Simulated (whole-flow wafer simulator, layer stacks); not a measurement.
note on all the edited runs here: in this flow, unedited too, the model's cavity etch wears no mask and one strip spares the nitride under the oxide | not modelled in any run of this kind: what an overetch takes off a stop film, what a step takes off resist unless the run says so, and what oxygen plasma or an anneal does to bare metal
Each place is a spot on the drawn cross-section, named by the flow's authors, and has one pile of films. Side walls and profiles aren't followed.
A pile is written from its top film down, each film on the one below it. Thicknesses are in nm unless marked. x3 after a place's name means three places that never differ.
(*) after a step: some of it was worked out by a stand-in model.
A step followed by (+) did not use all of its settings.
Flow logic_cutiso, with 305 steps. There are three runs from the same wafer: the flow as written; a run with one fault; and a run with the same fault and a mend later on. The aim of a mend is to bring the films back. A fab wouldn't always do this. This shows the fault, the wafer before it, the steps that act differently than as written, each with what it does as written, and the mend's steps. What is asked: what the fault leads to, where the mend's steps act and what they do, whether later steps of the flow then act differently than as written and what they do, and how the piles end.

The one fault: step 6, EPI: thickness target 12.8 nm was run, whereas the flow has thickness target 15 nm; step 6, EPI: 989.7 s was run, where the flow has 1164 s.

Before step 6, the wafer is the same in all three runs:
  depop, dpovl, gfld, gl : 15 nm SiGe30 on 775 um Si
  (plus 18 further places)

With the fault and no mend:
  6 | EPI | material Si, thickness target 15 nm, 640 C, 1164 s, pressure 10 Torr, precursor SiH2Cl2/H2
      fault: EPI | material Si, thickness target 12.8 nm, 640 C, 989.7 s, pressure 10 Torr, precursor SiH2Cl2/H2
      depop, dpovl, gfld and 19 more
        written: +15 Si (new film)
        fault: +12.8 Si (new film)
  Steps later in the flow that act otherwise than as written (2 more steps, not shown, differ only slightly: by at most 2% or 0.5 nm, whichever is larger):
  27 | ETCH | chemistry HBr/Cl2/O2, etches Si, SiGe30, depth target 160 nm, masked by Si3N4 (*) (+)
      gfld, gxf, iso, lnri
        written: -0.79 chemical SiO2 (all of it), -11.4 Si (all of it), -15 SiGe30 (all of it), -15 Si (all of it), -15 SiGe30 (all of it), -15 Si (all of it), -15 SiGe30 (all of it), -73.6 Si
        fault: -0.79 chemical SiO2 (all of it), -11.4 Si (all of it), -15 SiGe30 (all of it), -15 Si (all of it), -15 SiGe30 (all of it), -12.8 Si (all of it), -15 SiGe30 (all of it), -75.9 Si
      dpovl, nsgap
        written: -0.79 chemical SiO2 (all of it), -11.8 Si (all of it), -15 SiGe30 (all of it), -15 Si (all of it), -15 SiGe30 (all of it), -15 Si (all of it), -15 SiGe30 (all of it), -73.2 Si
        fault: -0.79 chemical SiO2 (all of it), -11.8 Si (all of it), -15 SiGe30 (all of it), -15 Si (all of it), -15 SiGe30 (all of it), -12.8 Si (all of it), -15 SiGe30 (all of it), -75.5 Si
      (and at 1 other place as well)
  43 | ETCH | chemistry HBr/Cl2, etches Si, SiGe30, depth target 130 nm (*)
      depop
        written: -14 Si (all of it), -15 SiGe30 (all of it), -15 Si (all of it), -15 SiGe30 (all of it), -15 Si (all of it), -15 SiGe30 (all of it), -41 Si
        fault: -14 Si (all of it), -15 SiGe30 (all of it), -15 Si (all of it), -15 SiGe30 (all of it), -12.8 Si (all of it), -15 SiGe30 (all of it), -43.2 Si
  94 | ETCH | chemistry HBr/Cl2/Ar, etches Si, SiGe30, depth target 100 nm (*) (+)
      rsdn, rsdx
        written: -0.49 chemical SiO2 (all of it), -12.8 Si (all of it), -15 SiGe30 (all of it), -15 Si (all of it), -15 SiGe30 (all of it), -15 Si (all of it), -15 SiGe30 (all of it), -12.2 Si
        fault: -0.49 chemical SiO2 (all of it), -12.8 Si (all of it), -15 SiGe30 (all of it), -15 Si (all of it), -15 SiGe30 (all of it), -12.8 Si (all of it), -15 SiGe30 (all of it), -14.4 Si
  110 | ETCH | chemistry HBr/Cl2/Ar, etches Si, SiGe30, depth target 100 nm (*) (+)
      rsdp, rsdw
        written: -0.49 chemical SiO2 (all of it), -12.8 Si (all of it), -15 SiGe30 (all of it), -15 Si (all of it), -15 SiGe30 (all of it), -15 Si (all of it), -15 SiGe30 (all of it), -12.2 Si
        fault: -0.49 chemical SiO2 (all of it), -12.8 Si (all of it), -15 SiGe30 (all of it), -15 Si (all of it), -15 SiGe30 (all of it), -12.8 Si (all of it), -15 SiGe30 (all of it), -14.4 Si
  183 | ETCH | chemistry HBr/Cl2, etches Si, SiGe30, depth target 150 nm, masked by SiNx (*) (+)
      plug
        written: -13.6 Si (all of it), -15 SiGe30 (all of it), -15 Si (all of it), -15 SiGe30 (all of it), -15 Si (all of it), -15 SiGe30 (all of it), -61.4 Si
        fault: -13.6 Si (all of it), -15 SiGe30 (all of it), -15 Si (all of it), -15 SiGe30 (all of it), -12.8 Si (all of it), -15 SiGe30 (all of it), -63.7 Si
  At gl, glp, gxn and 6 more, the piles at the end differ from the flow's by more than 2% or 0.5 nm, whichever is larger.
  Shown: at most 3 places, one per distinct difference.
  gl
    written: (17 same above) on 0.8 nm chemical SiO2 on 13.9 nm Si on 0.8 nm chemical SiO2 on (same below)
    fault: (17 same above) on 0.8 nm chemical SiO2 on 11.7 nm Si on 0.8 nm chemical SiO2 on (same below)
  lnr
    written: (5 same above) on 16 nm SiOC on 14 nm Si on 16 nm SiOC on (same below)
    fault: (5 same above) on 16 nm SiOC on 11.7 nm Si on 16 nm SiOC on (same below)
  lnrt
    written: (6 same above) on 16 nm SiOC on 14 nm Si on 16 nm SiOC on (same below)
    fault: (6 same above) on 16 nm SiOC on 11.7 nm Si on 16 nm SiOC on (same below)

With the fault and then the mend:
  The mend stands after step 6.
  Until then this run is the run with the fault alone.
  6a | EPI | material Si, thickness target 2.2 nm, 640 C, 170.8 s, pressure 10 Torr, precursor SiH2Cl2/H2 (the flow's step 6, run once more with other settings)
      depop, dpovl, gfld and 19 more
        +2.2 Si
  Every later step of the flow that is run acts as written, at every place that is followed, to within 2% or 0.5 nm, whichever is larger.
  The piles end only slightly different from the flow's at the places that both follow, by no more than 2% or 0.5 nm, whichever is larger.
